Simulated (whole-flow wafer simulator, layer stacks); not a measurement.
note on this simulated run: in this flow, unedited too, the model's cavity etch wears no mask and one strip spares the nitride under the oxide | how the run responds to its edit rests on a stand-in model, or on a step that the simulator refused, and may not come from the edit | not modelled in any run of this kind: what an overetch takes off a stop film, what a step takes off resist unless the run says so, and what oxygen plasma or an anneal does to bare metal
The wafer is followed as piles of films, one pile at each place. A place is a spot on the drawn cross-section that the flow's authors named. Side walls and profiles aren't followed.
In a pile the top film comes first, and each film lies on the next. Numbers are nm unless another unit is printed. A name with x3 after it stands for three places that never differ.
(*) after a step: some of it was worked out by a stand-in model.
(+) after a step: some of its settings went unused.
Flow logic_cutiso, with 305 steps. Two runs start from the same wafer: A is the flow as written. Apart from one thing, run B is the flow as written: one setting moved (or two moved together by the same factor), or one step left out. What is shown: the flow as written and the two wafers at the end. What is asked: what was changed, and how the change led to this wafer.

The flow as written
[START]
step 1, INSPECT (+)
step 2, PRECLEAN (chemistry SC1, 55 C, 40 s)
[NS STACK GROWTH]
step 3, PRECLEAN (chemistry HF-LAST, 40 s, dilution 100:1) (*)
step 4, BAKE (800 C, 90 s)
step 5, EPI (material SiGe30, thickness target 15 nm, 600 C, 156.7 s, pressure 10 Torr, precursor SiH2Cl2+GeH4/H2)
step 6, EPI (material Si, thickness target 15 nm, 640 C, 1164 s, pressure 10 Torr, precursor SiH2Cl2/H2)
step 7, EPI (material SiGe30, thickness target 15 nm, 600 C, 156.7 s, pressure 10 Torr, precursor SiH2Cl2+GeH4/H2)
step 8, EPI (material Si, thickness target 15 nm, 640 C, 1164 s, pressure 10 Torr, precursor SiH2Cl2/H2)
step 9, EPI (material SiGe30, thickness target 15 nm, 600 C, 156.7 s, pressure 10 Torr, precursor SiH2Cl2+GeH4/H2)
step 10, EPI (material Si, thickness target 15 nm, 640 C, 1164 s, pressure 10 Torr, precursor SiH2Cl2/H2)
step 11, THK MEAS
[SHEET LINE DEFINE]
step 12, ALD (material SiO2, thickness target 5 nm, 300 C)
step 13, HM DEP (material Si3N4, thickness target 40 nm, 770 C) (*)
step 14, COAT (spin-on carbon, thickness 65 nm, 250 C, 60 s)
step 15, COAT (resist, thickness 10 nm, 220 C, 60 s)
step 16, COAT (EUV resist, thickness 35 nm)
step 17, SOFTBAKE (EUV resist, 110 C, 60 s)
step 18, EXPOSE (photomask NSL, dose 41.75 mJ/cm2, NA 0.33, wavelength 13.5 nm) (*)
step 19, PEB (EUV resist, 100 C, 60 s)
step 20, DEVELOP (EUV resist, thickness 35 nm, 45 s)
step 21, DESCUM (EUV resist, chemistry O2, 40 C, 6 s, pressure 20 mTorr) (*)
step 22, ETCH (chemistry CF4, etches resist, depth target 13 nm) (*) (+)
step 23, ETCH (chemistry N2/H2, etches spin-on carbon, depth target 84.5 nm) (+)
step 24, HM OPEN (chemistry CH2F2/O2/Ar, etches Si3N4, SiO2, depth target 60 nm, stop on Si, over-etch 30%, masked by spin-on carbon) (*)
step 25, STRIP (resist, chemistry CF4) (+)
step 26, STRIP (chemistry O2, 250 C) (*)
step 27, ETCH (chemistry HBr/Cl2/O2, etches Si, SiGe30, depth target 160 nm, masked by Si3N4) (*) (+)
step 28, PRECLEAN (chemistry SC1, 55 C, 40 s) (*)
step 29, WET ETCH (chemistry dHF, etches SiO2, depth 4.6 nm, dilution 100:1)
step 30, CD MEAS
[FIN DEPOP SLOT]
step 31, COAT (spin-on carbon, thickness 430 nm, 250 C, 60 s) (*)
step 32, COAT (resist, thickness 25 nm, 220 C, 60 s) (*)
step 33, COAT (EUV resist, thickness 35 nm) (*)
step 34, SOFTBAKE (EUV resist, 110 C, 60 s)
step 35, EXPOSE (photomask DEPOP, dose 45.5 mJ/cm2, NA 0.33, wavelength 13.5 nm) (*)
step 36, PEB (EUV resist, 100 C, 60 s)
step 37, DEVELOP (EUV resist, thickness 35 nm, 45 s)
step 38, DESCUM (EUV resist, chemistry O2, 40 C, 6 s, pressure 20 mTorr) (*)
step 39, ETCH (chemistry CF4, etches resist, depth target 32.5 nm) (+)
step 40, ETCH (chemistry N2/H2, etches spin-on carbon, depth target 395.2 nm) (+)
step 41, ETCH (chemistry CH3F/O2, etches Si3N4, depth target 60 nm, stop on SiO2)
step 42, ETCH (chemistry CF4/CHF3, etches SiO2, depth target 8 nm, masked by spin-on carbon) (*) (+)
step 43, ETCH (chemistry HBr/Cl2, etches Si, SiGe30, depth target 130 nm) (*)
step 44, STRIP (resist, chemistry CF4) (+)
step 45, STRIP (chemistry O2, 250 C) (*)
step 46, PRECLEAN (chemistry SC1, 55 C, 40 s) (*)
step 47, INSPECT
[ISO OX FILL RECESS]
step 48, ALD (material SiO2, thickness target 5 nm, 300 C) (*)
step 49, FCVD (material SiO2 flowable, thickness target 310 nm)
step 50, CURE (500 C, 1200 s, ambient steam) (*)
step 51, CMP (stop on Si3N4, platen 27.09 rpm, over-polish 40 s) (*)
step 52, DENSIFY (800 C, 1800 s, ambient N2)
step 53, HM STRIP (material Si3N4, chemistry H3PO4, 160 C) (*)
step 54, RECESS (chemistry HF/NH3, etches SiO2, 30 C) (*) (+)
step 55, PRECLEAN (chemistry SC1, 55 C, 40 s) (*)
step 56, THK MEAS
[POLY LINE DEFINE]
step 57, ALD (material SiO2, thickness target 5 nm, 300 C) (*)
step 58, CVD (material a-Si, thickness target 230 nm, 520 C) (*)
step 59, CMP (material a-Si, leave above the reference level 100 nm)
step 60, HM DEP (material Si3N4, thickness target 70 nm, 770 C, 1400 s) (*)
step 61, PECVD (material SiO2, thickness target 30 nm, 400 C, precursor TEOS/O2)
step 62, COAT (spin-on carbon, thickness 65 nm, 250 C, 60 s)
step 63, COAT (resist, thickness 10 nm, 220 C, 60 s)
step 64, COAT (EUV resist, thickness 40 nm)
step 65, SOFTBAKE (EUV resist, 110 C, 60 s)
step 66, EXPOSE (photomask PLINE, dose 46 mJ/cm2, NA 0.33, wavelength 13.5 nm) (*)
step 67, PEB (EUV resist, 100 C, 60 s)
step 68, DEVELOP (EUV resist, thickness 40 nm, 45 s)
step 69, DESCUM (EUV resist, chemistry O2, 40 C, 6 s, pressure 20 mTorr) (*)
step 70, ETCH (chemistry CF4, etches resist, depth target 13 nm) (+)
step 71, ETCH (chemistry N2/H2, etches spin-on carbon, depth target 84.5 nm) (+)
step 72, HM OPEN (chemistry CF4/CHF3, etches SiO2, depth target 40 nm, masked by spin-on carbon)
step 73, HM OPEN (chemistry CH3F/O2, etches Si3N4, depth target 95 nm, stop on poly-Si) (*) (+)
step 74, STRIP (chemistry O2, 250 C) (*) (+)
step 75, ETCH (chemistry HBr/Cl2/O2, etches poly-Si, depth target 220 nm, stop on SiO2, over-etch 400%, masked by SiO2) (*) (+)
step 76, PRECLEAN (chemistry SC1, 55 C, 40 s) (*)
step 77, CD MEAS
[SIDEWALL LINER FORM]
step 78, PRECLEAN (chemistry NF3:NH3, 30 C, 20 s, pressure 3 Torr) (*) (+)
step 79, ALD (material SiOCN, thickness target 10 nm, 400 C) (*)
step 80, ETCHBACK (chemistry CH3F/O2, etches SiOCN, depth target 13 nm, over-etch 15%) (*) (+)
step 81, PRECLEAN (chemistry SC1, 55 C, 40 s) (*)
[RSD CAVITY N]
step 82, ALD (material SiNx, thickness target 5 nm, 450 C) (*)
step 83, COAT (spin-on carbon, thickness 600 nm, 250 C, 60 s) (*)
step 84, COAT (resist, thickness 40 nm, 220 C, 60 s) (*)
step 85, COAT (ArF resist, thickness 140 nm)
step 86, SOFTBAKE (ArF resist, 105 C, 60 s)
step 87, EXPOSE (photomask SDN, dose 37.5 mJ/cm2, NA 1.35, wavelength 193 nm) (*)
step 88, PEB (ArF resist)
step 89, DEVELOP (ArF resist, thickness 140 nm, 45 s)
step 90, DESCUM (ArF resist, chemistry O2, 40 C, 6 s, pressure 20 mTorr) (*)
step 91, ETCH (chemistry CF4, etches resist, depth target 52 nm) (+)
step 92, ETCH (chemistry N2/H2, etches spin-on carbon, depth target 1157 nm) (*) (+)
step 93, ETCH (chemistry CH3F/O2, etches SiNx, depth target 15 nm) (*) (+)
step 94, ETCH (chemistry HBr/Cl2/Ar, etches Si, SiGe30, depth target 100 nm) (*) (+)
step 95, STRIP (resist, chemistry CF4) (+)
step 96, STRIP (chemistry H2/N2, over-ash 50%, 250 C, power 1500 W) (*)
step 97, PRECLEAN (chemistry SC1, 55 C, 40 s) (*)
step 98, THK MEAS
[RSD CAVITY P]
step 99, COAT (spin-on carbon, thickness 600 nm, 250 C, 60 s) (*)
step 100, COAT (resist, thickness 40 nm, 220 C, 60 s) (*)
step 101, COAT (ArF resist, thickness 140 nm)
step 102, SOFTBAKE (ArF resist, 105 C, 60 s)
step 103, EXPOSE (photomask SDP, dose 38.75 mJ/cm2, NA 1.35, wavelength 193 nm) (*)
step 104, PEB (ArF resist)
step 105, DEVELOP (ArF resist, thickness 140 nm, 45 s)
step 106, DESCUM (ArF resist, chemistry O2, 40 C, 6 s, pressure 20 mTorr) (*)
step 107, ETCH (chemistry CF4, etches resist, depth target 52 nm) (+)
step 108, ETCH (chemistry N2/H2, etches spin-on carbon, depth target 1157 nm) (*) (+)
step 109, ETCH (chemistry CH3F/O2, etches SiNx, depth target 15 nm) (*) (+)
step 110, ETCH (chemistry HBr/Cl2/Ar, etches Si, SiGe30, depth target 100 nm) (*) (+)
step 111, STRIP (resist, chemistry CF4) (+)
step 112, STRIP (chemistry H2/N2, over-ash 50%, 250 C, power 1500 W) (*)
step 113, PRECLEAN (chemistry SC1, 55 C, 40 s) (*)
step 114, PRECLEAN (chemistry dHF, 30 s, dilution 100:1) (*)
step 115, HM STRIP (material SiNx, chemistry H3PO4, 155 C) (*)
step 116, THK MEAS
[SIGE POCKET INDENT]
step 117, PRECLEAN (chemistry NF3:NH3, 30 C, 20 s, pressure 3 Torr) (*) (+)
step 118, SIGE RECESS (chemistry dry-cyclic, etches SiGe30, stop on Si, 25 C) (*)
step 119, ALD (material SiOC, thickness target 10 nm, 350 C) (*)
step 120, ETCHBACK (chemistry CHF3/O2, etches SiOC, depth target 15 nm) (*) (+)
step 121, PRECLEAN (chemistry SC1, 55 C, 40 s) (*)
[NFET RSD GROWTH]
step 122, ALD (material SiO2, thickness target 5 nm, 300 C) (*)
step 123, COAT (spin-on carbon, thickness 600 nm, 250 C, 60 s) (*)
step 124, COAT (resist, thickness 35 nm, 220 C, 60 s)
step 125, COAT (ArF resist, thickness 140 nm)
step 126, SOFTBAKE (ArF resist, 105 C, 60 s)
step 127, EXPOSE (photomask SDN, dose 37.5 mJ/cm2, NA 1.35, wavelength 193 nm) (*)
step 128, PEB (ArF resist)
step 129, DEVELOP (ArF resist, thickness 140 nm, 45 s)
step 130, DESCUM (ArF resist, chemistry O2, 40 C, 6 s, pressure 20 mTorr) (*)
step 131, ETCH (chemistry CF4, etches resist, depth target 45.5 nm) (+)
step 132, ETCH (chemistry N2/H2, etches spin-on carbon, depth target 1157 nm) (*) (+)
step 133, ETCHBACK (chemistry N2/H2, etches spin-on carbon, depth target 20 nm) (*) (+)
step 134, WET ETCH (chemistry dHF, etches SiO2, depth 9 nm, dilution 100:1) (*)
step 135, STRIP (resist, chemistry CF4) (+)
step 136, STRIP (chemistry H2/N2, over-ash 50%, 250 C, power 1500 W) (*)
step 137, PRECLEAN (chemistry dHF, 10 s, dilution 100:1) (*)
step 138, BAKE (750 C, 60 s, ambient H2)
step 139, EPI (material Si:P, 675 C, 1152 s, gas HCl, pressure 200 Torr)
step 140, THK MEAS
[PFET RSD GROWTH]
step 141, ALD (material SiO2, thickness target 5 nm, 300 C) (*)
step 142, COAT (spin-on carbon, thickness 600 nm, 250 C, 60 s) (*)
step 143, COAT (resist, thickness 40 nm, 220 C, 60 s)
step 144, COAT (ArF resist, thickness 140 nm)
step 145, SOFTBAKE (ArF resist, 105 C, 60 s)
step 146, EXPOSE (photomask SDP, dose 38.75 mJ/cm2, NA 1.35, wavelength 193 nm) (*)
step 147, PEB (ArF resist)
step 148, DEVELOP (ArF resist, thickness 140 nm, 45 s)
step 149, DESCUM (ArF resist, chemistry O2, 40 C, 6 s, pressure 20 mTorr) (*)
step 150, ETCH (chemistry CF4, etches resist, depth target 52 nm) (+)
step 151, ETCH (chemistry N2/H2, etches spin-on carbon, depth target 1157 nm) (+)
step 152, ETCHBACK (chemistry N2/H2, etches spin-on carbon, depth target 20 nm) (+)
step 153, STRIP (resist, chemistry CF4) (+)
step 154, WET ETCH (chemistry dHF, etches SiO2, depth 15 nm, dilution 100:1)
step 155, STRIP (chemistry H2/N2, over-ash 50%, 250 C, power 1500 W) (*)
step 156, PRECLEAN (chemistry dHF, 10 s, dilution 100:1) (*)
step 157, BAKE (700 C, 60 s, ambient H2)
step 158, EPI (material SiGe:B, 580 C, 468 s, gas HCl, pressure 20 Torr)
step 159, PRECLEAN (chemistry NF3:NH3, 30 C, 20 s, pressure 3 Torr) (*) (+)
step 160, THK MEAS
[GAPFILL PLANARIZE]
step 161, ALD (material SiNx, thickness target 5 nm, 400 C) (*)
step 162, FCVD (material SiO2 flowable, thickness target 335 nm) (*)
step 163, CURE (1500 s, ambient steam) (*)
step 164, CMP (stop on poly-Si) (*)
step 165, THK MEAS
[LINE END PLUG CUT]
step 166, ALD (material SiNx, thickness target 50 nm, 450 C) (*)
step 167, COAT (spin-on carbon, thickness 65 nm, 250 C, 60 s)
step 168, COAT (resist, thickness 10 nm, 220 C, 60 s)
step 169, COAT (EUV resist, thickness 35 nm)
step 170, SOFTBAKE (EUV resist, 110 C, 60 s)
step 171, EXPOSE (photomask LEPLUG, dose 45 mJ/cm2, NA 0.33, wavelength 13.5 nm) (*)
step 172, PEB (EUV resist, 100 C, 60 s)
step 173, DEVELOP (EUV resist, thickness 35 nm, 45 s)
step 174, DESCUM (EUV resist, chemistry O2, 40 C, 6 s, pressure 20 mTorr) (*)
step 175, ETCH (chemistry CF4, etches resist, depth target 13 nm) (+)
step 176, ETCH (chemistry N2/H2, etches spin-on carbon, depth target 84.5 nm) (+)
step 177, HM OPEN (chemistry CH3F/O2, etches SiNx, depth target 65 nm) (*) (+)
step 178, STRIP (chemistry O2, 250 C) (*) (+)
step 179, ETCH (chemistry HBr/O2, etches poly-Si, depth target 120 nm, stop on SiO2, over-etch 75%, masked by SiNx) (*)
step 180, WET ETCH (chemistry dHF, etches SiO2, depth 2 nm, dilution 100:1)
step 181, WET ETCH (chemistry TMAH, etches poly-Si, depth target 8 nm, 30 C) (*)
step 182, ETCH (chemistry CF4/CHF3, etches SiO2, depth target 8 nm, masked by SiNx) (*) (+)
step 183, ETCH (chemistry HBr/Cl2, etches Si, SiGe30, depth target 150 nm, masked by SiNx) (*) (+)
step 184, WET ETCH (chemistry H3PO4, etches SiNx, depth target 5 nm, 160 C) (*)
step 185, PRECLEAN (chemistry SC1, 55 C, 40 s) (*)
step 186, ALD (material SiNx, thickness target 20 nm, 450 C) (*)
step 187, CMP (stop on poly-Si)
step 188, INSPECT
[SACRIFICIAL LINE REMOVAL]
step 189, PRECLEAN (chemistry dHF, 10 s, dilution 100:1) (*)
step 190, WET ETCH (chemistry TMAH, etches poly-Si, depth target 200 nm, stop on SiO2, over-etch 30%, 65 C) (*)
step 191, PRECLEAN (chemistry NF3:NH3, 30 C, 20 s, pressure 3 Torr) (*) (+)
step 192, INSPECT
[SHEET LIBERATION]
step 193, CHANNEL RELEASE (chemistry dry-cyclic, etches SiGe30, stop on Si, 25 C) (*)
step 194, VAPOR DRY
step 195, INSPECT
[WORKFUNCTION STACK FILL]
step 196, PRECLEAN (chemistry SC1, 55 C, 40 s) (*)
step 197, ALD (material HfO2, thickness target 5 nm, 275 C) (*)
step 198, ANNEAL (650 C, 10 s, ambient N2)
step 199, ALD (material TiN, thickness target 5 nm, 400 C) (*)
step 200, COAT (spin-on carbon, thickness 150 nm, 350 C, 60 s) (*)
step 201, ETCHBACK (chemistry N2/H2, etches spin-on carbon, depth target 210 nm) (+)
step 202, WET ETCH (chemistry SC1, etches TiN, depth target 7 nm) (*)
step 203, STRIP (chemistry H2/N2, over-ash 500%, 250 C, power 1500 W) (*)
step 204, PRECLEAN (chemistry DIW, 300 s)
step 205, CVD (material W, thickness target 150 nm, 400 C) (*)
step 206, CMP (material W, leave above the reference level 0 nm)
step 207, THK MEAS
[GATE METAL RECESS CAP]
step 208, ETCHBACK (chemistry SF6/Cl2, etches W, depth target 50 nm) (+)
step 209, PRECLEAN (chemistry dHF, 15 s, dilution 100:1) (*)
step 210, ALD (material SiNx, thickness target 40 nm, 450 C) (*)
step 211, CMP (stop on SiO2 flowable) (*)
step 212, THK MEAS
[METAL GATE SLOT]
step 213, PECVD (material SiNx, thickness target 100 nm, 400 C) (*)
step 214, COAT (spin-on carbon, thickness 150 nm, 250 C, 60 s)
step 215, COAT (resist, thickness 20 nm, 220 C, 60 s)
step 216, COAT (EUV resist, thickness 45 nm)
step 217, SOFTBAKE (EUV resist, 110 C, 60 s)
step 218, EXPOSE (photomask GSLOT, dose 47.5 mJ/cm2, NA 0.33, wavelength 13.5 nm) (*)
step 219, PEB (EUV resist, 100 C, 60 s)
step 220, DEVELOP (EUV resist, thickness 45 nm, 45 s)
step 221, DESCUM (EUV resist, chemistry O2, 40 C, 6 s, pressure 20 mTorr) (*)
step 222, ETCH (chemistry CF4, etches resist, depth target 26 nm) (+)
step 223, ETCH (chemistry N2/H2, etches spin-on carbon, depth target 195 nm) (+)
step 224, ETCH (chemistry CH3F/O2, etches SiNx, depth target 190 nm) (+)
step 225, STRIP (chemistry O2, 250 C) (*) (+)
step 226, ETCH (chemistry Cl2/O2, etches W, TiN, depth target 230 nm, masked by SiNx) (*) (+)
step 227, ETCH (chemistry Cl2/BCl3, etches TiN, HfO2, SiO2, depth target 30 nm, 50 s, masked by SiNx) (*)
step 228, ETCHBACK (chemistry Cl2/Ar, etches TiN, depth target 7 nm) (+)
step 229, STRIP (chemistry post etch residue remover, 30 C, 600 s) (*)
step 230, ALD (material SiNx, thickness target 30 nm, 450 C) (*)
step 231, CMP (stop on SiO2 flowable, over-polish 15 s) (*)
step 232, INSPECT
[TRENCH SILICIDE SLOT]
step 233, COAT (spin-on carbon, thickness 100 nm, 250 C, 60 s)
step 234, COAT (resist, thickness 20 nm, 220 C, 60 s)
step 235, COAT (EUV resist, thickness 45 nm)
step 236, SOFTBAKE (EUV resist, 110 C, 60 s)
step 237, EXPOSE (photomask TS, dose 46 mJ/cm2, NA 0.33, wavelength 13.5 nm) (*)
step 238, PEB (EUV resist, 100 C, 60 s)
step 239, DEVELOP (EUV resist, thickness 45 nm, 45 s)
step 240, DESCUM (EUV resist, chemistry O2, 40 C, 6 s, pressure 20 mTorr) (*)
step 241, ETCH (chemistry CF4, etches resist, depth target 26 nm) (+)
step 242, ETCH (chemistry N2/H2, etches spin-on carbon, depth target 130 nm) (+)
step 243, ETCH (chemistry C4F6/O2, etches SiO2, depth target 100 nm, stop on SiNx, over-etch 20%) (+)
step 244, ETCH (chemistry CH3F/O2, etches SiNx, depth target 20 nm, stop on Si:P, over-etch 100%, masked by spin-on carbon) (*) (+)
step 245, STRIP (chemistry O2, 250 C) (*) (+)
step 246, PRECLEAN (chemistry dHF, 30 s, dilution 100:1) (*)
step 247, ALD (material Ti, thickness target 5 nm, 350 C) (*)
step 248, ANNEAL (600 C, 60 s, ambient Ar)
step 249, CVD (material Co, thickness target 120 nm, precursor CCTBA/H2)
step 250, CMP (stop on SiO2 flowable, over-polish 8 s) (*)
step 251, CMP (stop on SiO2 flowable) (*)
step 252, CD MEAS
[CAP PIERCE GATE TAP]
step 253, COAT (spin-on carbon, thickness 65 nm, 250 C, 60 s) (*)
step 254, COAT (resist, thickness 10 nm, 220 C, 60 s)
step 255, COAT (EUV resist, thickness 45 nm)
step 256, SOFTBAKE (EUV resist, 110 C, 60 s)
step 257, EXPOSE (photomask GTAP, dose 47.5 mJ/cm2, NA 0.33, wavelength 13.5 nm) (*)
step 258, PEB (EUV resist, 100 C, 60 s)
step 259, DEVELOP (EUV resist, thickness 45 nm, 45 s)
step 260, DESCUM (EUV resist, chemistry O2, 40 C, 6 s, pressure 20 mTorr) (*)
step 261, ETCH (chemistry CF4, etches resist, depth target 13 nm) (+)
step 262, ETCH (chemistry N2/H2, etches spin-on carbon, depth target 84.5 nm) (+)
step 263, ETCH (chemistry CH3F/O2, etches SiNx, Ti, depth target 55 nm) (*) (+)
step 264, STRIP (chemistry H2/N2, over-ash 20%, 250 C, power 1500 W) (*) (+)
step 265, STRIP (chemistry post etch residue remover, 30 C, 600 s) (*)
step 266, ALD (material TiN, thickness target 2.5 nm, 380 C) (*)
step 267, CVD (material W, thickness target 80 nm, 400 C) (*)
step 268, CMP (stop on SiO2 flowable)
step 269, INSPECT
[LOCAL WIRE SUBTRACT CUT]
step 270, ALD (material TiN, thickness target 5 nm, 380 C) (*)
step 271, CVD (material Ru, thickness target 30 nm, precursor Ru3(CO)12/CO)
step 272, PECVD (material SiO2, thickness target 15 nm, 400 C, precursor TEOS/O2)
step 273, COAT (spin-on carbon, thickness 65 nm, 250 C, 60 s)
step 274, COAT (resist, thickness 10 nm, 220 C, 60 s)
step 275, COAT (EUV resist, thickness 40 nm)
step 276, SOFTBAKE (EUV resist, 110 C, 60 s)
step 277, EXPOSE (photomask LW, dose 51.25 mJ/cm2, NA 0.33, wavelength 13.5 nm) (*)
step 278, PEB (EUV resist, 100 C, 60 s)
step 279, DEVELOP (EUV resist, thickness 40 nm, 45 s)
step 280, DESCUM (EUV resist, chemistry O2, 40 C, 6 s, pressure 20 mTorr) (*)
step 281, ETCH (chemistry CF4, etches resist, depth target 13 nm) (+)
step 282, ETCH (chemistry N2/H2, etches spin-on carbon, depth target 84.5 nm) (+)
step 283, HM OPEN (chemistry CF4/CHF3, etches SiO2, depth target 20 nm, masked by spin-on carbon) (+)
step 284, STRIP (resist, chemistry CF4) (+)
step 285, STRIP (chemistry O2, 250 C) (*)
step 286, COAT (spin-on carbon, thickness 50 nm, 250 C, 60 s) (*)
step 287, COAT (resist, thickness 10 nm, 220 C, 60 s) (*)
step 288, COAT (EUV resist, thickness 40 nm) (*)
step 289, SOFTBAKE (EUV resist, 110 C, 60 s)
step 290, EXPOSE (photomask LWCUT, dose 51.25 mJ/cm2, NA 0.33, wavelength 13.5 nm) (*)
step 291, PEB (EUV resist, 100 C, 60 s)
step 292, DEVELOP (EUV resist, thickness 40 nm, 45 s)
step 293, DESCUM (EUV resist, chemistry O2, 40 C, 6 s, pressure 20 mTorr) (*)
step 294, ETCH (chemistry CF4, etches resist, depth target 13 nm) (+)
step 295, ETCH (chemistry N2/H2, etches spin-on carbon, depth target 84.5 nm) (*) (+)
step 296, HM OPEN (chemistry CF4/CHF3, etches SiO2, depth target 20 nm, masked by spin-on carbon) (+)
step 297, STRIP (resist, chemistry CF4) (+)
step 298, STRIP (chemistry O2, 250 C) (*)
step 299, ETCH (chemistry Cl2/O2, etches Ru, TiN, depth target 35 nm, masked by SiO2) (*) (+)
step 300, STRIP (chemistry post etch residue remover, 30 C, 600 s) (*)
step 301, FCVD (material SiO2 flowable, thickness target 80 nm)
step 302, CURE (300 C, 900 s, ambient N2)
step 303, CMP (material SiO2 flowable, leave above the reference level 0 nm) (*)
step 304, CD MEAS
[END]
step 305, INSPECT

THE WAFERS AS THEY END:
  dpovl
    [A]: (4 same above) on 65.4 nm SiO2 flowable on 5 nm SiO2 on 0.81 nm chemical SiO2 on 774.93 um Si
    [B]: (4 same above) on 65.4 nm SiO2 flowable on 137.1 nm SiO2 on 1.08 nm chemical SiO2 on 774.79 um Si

The reason: step 40, ETCH: depth target 592.8 nm was run, whereas the flow has depth target 395.2 nm.

The path from the change to this, step by step:
  step 40, ETCH (chemistry N2/H2, etches spin-on carbon, depth target 395.2 nm) (+)
      dpovl: A spin-on carbon loses 395.2 | B spin-on carbon loses 499.9 (all of it)
      gfld, gl, glp and 17 more: A EUV resist loses 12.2 (all of it), resist loses 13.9 | B EUV resist loses 12.2 (all of it), resist loses 17.6
      (also at 1 further place)
  step 41, ETCH (chemistry CH3F/O2, etches Si3N4, depth target 60 nm, stop on SiO2)
      dpovl: A spin-on carbon loses 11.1 | B Si loses 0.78
      depop: A Si3N4 loses 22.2 (all of it), SiO2 loses 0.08 | B Si3N4 loses 21.1 (all of it), SiO2 loses 0.08
  step 42, ETCH (chemistry CF4/CHF3, etches SiO2, depth target 8 nm, masked by spin-on carbon) (*) (+)
      dpovl: A spin-on carbon loses 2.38 | B Si loses 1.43
      gfld: A resist loses 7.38 | B resist loses 4.21 (all of it), spin-on carbon loses 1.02
      (also at 19 further places)
  step 43, ETCH (chemistry HBr/Cl2, etches Si, SiGe30, depth target 130 nm) (*)
      dpovl: A spin-on carbon loses 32 | B Si loses 130
  step 45, STRIP (chemistry O2, 250 C) (*)
      dpovl: A chemical SiO2 gains 0.82 (new film), spin-on carbon loses 59.3 (all of it), Si loses 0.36 | B chemical SiO2 gains 1.13 (new film), Si loses 0.5
  step 48, ALD (material SiO2, thickness target 5 nm, 300 C) (*)
      dpovl: A SiO2 gains 5 (new film) | B SiO2 gains 137.1 (new film)
  step 52, DENSIFY (800 C, 1800 s, ambient N2)
      nsgap: A SiO2 flowable loses 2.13 | B SiO2 flowable loses 2.84
